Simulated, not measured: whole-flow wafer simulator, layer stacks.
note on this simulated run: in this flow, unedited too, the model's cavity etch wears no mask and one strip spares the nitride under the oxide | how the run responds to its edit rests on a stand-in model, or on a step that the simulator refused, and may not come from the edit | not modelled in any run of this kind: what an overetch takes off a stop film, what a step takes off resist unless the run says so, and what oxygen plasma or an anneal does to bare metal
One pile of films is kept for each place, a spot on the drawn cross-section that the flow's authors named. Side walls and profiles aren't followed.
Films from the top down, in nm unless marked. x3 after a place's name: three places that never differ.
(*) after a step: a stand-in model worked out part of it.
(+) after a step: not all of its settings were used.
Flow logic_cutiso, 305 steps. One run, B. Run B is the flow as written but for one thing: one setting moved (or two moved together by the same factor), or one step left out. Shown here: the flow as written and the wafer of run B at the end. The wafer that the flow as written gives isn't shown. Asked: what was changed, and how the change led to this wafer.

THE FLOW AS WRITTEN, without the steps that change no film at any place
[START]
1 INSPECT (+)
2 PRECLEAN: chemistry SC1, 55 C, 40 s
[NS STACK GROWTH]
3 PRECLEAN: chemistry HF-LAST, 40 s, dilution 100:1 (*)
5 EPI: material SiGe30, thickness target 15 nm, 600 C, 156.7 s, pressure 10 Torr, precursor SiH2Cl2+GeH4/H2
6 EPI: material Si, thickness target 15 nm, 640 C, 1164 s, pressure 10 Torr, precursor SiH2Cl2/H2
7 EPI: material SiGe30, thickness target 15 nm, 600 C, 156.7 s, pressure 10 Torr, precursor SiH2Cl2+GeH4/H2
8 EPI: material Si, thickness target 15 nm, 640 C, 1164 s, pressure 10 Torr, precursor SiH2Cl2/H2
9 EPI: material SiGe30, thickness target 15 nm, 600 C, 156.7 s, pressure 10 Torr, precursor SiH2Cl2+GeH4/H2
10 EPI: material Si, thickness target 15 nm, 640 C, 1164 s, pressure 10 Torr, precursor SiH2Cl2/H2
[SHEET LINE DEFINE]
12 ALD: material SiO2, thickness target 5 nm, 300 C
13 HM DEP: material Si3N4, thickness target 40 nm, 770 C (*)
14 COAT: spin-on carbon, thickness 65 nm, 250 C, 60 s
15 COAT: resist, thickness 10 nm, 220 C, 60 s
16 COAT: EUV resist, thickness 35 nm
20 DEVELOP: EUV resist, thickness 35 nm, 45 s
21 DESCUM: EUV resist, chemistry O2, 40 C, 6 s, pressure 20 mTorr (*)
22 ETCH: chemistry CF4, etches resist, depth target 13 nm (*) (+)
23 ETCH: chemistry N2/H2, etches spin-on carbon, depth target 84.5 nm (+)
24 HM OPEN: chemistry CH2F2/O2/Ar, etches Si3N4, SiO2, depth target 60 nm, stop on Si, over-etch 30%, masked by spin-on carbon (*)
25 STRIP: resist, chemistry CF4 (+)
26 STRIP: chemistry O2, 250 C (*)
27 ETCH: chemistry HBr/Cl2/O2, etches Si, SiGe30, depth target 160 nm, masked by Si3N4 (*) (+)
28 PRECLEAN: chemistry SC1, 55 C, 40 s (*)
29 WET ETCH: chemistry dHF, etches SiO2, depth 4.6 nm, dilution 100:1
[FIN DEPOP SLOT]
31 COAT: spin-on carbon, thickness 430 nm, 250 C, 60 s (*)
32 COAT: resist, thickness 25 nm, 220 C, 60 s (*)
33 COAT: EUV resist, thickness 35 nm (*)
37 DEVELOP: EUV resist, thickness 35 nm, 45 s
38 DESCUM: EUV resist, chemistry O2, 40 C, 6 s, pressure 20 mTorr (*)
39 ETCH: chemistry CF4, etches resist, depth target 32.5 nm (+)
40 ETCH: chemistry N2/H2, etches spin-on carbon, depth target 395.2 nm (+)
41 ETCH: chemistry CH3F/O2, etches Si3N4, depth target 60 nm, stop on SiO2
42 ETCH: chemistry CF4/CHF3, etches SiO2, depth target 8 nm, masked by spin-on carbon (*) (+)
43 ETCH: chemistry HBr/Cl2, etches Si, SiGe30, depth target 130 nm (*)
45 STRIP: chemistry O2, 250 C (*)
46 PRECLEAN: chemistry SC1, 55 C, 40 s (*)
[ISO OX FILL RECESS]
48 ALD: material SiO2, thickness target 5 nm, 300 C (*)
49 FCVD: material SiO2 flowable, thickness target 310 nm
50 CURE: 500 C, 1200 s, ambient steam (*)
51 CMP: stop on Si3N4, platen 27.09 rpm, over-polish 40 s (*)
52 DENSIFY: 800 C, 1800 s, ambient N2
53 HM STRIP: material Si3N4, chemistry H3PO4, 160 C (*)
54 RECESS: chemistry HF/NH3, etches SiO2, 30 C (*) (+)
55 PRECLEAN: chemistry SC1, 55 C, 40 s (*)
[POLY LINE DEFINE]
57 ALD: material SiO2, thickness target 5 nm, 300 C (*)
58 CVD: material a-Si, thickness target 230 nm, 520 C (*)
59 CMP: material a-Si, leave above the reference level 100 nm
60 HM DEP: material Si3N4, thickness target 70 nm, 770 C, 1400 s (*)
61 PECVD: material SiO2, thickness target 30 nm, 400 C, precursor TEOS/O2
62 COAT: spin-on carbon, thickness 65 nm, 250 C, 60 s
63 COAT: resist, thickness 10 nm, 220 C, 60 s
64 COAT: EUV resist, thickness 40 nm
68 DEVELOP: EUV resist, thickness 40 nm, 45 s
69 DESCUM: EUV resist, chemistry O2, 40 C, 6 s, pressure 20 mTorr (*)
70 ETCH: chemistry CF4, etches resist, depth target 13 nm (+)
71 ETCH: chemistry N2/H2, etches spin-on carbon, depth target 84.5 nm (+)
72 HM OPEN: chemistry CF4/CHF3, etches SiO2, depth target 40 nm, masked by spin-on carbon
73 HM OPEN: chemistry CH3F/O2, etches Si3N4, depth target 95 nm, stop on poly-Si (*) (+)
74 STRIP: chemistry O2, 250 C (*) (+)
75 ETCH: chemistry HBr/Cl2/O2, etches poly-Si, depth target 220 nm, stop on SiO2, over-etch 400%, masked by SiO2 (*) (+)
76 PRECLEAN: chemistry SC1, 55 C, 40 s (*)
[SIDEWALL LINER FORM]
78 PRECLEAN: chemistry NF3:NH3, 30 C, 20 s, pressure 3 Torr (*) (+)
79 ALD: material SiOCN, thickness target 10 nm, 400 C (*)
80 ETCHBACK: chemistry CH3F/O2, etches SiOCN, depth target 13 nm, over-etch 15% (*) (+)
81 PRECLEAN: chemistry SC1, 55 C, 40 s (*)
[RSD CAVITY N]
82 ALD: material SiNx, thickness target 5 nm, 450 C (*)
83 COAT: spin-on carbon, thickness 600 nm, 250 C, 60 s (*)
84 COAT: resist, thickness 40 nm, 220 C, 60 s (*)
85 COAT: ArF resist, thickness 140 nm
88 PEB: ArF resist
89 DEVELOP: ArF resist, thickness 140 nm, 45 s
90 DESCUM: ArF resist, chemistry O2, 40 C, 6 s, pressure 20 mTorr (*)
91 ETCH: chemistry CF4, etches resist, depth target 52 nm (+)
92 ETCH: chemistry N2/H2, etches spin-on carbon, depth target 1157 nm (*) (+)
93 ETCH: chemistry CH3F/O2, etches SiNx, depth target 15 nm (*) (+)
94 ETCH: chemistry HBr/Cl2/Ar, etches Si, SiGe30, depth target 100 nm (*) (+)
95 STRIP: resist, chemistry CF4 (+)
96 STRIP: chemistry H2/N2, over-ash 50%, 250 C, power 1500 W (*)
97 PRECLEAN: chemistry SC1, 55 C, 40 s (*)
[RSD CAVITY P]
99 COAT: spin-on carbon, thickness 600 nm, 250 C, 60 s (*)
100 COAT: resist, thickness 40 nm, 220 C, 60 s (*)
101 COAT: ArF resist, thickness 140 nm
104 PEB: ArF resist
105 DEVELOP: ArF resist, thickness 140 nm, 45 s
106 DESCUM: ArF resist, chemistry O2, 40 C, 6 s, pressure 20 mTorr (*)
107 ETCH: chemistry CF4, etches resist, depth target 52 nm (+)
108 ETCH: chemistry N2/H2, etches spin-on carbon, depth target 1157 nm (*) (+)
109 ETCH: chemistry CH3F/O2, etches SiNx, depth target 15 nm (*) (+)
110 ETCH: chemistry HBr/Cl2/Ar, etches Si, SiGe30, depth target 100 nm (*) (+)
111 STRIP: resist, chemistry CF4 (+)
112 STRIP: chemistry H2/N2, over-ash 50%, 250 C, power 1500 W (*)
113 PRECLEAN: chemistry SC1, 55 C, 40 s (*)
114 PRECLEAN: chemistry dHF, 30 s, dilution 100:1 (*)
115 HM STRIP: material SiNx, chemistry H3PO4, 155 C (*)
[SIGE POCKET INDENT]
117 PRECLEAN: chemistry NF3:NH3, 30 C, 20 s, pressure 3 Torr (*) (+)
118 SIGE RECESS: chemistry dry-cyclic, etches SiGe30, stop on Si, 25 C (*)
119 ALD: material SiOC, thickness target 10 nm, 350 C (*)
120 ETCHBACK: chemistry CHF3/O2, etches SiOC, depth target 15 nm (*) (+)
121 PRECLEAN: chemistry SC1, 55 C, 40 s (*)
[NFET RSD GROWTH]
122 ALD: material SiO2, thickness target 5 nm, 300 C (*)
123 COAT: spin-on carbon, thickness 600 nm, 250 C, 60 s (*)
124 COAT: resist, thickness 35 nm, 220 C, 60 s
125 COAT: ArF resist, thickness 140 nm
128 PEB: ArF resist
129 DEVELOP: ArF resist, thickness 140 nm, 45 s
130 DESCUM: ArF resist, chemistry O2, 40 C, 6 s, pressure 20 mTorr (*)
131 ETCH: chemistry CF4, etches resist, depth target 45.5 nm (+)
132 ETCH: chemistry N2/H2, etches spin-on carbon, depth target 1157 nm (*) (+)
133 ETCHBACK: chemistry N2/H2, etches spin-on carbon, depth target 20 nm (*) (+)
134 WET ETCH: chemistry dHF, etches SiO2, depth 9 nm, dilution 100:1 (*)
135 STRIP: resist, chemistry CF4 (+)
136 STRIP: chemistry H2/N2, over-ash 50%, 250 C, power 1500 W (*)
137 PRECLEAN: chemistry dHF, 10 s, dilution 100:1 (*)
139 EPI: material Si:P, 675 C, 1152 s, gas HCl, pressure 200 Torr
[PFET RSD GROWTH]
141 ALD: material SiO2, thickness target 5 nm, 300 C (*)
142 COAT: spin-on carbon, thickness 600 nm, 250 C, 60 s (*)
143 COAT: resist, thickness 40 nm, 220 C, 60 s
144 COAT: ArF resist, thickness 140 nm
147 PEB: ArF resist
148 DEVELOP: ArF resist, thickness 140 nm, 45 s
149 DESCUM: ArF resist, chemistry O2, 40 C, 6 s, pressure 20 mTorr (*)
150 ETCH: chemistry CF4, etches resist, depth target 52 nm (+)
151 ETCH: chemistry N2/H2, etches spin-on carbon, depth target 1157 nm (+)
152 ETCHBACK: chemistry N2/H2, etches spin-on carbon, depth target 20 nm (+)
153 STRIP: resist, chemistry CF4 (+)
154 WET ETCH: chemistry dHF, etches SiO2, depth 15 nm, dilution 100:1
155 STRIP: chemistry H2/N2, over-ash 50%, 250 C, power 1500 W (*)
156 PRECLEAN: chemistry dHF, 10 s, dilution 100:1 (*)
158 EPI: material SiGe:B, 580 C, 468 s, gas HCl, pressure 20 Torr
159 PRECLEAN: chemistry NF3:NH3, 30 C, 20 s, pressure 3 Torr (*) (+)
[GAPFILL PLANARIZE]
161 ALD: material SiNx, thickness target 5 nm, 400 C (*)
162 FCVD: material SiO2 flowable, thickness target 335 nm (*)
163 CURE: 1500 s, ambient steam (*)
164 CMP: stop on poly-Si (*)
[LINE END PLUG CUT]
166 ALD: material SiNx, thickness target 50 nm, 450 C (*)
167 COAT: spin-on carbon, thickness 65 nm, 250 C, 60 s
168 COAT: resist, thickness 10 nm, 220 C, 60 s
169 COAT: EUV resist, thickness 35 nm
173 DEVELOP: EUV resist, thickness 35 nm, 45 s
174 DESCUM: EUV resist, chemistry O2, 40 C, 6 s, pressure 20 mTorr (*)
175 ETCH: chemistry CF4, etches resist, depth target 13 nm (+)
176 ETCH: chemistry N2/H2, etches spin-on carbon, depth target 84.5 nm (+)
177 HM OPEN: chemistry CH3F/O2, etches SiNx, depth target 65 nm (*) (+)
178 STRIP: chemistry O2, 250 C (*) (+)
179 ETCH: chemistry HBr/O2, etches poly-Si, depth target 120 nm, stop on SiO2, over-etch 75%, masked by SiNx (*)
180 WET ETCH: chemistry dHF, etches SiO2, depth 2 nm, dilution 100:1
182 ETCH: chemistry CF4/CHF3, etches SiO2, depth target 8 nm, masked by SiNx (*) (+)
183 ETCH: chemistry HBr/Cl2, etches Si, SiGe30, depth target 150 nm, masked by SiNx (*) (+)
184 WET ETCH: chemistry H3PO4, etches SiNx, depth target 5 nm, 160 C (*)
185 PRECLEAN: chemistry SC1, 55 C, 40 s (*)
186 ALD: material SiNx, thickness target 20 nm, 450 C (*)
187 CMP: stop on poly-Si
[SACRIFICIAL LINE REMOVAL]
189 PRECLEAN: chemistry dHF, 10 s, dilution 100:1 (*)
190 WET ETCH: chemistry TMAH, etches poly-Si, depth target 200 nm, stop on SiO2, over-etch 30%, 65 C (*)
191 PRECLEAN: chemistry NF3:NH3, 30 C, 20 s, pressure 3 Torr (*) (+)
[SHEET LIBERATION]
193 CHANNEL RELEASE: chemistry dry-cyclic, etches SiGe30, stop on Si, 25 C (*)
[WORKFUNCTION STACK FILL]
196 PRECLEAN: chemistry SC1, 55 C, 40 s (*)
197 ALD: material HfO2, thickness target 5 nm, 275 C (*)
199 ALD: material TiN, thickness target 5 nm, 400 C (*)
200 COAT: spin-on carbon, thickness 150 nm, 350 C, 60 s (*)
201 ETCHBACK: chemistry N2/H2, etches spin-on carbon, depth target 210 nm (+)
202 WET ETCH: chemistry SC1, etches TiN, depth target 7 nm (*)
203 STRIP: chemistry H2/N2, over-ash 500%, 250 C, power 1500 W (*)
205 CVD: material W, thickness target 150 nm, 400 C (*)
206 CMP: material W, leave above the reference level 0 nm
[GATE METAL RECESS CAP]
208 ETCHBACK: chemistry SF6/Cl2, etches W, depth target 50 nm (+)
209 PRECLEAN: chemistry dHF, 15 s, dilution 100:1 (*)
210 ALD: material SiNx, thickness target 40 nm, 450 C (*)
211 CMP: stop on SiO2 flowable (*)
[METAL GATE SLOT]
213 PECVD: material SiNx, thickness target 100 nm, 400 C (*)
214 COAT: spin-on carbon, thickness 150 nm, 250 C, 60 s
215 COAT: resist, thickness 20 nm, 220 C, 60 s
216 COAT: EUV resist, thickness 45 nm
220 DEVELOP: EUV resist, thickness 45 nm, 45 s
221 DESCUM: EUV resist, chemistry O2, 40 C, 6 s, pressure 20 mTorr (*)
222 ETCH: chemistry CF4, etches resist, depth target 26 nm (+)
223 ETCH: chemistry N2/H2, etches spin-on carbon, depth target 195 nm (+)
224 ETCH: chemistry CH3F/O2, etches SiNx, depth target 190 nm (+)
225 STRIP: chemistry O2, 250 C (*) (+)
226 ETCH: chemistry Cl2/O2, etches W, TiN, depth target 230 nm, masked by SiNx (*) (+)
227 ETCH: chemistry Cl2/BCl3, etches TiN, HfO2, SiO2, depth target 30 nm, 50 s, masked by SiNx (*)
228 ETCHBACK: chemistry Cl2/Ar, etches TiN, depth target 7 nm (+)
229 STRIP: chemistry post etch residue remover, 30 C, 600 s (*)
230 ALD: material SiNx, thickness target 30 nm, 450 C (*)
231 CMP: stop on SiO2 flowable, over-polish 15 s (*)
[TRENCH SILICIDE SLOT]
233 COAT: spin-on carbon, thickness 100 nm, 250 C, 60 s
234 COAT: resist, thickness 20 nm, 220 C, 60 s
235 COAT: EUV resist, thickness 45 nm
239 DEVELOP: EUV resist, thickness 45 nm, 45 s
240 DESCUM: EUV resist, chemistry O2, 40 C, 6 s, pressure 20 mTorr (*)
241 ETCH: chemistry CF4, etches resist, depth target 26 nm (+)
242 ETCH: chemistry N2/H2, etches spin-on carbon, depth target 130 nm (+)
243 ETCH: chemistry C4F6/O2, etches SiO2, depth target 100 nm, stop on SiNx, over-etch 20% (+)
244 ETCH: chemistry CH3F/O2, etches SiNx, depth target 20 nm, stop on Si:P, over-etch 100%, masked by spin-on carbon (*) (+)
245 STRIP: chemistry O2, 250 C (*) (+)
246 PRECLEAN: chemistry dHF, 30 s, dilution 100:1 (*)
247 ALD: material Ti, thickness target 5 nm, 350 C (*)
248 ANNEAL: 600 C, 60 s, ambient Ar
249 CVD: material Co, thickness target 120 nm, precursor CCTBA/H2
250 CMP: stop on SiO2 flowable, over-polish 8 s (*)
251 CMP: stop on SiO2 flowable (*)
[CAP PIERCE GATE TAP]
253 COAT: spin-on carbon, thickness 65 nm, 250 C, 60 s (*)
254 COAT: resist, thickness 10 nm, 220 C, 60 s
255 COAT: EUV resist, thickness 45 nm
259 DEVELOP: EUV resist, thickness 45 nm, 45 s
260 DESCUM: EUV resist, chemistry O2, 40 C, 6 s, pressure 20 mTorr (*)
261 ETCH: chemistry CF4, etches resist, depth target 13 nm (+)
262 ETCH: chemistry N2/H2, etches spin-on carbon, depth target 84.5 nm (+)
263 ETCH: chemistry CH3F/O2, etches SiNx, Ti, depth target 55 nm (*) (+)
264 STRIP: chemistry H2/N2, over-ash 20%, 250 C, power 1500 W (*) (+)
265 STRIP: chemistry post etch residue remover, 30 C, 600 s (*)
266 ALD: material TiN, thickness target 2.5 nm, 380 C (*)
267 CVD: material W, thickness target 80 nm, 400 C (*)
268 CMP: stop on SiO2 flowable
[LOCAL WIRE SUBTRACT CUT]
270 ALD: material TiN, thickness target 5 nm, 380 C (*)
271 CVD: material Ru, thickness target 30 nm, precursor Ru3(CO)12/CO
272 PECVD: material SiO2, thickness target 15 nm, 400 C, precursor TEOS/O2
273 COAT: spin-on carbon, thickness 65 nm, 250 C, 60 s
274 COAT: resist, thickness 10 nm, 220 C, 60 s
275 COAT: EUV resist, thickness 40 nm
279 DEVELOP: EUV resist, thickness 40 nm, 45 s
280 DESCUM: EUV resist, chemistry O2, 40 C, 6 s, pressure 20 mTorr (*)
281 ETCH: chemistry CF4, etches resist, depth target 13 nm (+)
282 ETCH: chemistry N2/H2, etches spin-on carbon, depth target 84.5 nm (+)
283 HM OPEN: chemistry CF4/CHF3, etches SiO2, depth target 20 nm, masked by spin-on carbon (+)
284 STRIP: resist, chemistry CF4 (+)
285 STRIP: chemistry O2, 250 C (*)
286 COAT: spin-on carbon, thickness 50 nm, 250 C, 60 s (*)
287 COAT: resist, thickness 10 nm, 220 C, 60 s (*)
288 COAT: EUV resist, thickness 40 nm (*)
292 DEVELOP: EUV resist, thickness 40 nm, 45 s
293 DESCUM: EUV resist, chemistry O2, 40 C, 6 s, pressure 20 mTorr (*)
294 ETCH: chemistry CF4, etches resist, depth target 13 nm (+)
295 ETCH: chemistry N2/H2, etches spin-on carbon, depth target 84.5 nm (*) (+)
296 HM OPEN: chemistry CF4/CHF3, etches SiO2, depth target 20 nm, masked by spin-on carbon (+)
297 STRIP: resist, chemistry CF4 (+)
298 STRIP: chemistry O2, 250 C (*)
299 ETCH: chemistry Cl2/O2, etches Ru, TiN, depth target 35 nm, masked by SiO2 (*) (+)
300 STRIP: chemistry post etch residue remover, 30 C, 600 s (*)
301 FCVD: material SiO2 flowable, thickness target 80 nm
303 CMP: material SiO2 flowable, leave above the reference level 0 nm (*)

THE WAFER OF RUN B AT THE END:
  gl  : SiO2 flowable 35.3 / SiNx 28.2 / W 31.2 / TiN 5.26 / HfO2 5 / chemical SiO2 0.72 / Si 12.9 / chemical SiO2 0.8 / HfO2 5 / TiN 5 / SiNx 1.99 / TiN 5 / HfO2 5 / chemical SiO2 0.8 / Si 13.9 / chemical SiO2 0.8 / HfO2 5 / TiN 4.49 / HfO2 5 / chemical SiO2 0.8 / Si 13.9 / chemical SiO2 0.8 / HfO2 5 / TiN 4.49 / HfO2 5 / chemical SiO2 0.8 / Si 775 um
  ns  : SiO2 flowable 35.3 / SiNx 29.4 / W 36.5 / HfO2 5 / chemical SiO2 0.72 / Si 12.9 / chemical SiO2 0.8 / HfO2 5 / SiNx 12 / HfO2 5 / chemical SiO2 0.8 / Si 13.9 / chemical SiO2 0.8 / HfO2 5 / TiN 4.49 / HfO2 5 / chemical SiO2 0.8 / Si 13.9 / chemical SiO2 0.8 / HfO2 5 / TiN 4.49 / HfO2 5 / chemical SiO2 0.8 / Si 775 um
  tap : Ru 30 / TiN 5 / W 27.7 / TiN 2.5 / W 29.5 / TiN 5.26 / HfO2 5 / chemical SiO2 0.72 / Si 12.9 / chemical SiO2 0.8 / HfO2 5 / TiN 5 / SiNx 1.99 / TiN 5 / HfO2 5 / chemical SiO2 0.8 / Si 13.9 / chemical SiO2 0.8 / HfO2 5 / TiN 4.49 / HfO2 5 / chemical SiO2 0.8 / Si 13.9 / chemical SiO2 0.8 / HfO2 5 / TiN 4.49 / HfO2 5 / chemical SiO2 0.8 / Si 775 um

The cause: step 9, EPI: thickness target 22.5 nm was run, where the flow has thickness target 15 nm; step 9, EPI: 235 s was run, where the flow has 156.7 s.

How the change led to this, step by step:
  9 EPI: material SiGe30, thickness target 15 nm, 600 C, 156.7 s, pressure 10 Torr, precursor SiH2Cl2+GeH4/H2
      depop, dpovl, gfld and 19 more: SiGe30 +22.5 (new film) (as written it would be: SiGe30 +15 (new film))
  27 ETCH: chemistry HBr/Cl2/O2, etches Si, SiGe30, depth target 160 nm, masked by Si3N4 (*) (+)
      gfld, gxf, iso, lnri: chemical SiO2 -0.79 (all of it), Si -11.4 (all of it), SiGe30 -22.5 (all of it), Si -15 (all of it), SiGe30 -15 (all of it), Si -15 (all of it), SiGe30 -15 (all of it), Si -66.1 (as written it would be: chemical SiO2 -0.79 (all of it), Si -11.4 (all of it), SiGe30 -15 (all of it), Si -15 (all of it), SiGe30 -15 (all of it), Si -15 (all of it), SiGe30 -15 (all of it), Si -73.6)
      dpovl, nsgap: chemical SiO2 -0.79 (all of it), Si -11.8 (all of it), SiGe30 -22.5 (all of it), Si -15 (all of it), SiGe30 -15 (all of it), Si -15 (all of it), SiGe30 -15 (all of it), Si -65.7 (as written it would be: chemical SiO2 -0.79 (all of it), Si -11.8 (all of it), SiGe30 -15 (all of it), Si -15 (all of it), SiGe30 -15 (all of it), Si -15 (all of it), SiGe30 -15 (all of it), Si -73.2)
      (and at 1 more place)
  43 ETCH: chemistry HBr/Cl2, etches Si, SiGe30, depth target 130 nm (*)
      depop: Si -14 (all of it), SiGe30 -22.5 (all of it), Si -15 (all of it), SiGe30 -15 (all of it), Si -15 (all of it), SiGe30 -15 (all of it), Si -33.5 (as written it would be: Si -14 (all of it), SiGe30 -15 (all of it), Si -15 (all of it), SiGe30 -15 (all of it), Si -15 (all of it), SiGe30 -15 (all of it), Si -41)
  94 ETCH: chemistry HBr/Cl2/Ar, etches Si, SiGe30, depth target 100 nm (*) (+)
      rsdn, rsdx: chemical SiO2 -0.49 (all of it), Si -12.8 (all of it), SiGe30 -22.5 (all of it), Si -15 (all of it), SiGe30 -15 (all of it), Si -15 (all of it), SiGe30 -15 (all of it), Si -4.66 (as written it would be: chemical SiO2 -0.49 (all of it), Si -12.8 (all of it), SiGe30 -15 (all of it), Si -15 (all of it), SiGe30 -15 (all of it), Si -15 (all of it), SiGe30 -15 (all of it), Si -12.2)
  110 ETCH: chemistry HBr/Cl2/Ar, etches Si, SiGe30, depth target 100 nm (*) (+)
      rsdp, rsdw: chemical SiO2 -0.49 (all of it), Si -12.8 (all of it), SiGe30 -22.5 (all of it), Si -15 (all of it), SiGe30 -15 (all of it), Si -15 (all of it), SiGe30 -15 (all of it), Si -4.66 (as written it would be: chemical SiO2 -0.49 (all of it), Si -12.8 (all of it), SiGe30 -15 (all of it), Si -15 (all of it), SiGe30 -15 (all of it), Si -15 (all of it), SiGe30 -15 (all of it), Si -12.2)
  118 SIGE RECESS: chemistry dry-cyclic, etches SiGe30, stop on Si, 25 C (*)
      lnr, lnrp, lnrt: SiOCN -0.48, Si -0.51, cavity +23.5 (new film), SiGe30 -22.5 (all of it), Si -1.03, cavity +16 (new film), SiGe30 -15 (all of it), Si -1.03, cavity +16 (new film), SiGe30 -15 (all of it), Si -0.51 (as written it would be: SiOCN -0.48, Si -0.51, cavity +16 (new film), SiGe30 -15 (all of it), Si -1.03, cavity +16 (new film), SiGe30 -15 (all of it), Si -1.03, cavity +16 (new film), SiGe30 -15 (all of it), Si -0.51)
  119 ALD: material SiOC, thickness target 10 nm, 350 C (*)
      lnr, lnrp, lnrt: SiOC +10 (new film), SiOC +23.5 (new film), cavity -23.5 (all of it), SiOC +16 (new film), cavity -16 (all of it), SiOC +16 (new film), cavity -16 (all of it) (as written it would be: SiOC +10 (new film), SiOC +16 (new film), cavity -16 (all of it), SiOC +16 (new film), cavity -16 (all of it), SiOC +16 (new film), cavity -16 (all of it))
  183 ETCH: chemistry HBr/Cl2, etches Si, SiGe30, depth target 150 nm, masked by SiNx (*) (+)
      plug: Si -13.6 (all of it), SiGe30 -22.5 (all of it), Si -15 (all of it), SiGe30 -15 (all of it), Si -15 (all of it), SiGe30 -15 (all of it), Si -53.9 (as written it would be: Si -13.6 (all of it), SiGe30 -15 (all of it), Si -15 (all of it), SiGe30 -15 (all of it), Si -15 (all of it), SiGe30 -15 (all of it), Si -61.4)
  193 CHANNEL RELEASE: chemistry dry-cyclic, etches SiGe30, stop on Si, 25 C (*)
      gl, glp, gxn, gxp, ns, tap: chemical SiO2 +0.8 (new film), Si -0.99, chemical SiO2 +0.8 (new film), cavity +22 (new film), chemical SiO2 +0.8 (new film), SiGe30 -22.5 (all of it), Si -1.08, chemical SiO2 +0.8 (new film), cavity +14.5 (new film), chemical SiO2 +0.8 (new film), SiGe30 -15 (all of it), Si -1.08, chemical SiO2 +0.8 (new film), cavity +14.5 (new film), chemical SiO2 +0.8 (new film), SiGe30 -15 (all of it), Si -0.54 (as written it would be: chemical SiO2 +0.8 (new film), Si -0.99, chemical SiO2 +0.8 (new film), cavity +14.5 (new film), chemical SiO2 +0.8 (new film), SiGe30 -15 (all of it), Si -1.08, chemical SiO2 +0.8 (new film), cavity +14.5 (new film), chemical SiO2 +0.8 (new film), SiGe30 -15 (all of it), Si -1.08, chemical SiO2 +0.8 (new film), cavity +14.5 (new film), chemical SiO2 +0.8 (new film), SiGe30 -15 (all of it), Si -0.54)
  199 ALD: material TiN, thickness target 5 nm, 400 C (*)
      gl, glp, tap: TiN +5.26 (new film), TiN +5 (new film), cavity -10, TiN +5 (new film), TiN +4.49 (new film), cavity -4.49 (all of it), TiN +4.49 (new film), cavity -4.49 (all of it) (as written it would be: TiN +5.26 (new film), TiN +4.49 (new film), cavity -4.49 (all of it), TiN +4.49 (new film), cavity -4.49 (all of it), TiN +4.49 (new film), cavity -4.49 (all of it))
      gxn, gxp, ns: TiN +5 (new film), TiN +5 (new film), cavity -10, TiN +5 (new film), TiN +4.49 (new film), cavity -4.49 (all of it), TiN +4.49 (new film), cavity -4.49 (all of it) (as written it would be: TiN +5 (new film), TiN +4.49 (new film), cavity -4.49 (all of it), TiN +4.49 (new film), cavity -4.49 (all of it), TiN +4.49 (new film), cavity -4.49 (all of it))
  202 WET ETCH: chemistry SC1, etches TiN, depth target 7 nm (*)
      ns: TiN -5 (all of it), TiN -5 (all of it), cavity +10, TiN -5 (all of it) (as written it would be: TiN -5 (all of it))
  210 ALD: material SiNx, thickness target 40 nm, 450 C (*)
      gl, glp, gxn, gxp, tap: SiNx +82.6 (new film), SiNx +1.99 (new film), cavity -1.99 (all of it) (as written it would be: SiNx +82.6 (new film))
      ns: SiNx +40 (new film), SiNx +12 (new film), cavity -12 (all of it) (as written it would be: SiNx +40 (new film))
Counting metal films that touch as one body, gl has 5 bodies (between them, from the top down: HfO2 5 / chemical SiO2 0.72 / Si 12.9 / chemical SiO2 0.8 / HfO2 5; SiNx 1.99; HfO2 5 / chemical SiO2 0.8 / Si 13.9 / chemical SiO2 0.8 / HfO2 5; HfO2 5 / chemical SiO2 0.8 / Si 13.9 / chemical SiO2 0.8 / HfO2 5); the flow as written gives 4 bodies (between them, from the top down: HfO2 5 / chemical SiO2 0.72 / Si 12.9 / chemical SiO2 0.8 / HfO2 5; HfO2 5 / chemical SiO2 0.8 / Si 13.9 / chemical SiO2 0.8 / HfO2 5; HfO2 5 / chemical SiO2 0.8 / Si 13.9 / chemical SiO2 0.8 / HfO2 5).
Counting metal films that touch as one body, ns has 3 bodies (between them, from the top down: HfO2 5 / chemical SiO2 0.72 / Si 12.9 / chemical SiO2 0.8 / HfO2 5 / SiNx 12 / HfO2 5 / chemical SiO2 0.8 / Si 13.9 / chemical SiO2 0.8 / HfO2 5; HfO2 5 / chemical SiO2 0.8 / Si 13.9 / chemical SiO2 0.8 / HfO2 5); the flow as written gives 4 bodies (between them, from the top down: HfO2 5 / chemical SiO2 0.72 / Si 12.9 / chemical SiO2 0.8 / HfO2 5; HfO2 5 / chemical SiO2 0.8 / Si 13.9 / chemical SiO2 0.8 / HfO2 5; HfO2 5 / chemical SiO2 0.8 / Si 13.9 / chemical SiO2 0.8 / HfO2 5).
Counting metal films that touch as one body, tap has 5 bodies (between them, from the top down: HfO2 5 / chemical SiO2 0.72 / Si 12.9 / chemical SiO2 0.8 / HfO2 5; SiNx 1.99; HfO2 5 / chemical SiO2 0.8 / Si 13.9 / chemical SiO2 0.8 / HfO2 5; HfO2 5 / chemical SiO2 0.8 / Si 13.9 / chemical SiO2 0.8 / HfO2 5); the flow as written gives 4 bodies (between them, from the top down: HfO2 5 / chemical SiO2 0.72 / Si 12.9 / chemical SiO2 0.8 / HfO2 5; HfO2 5 / chemical SiO2 0.8 / Si 13.9 / chemical SiO2 0.8 / HfO2 5; HfO2 5 / chemical SiO2 0.8 / Si 13.9 / chemical SiO2 0.8 / HfO2 5).
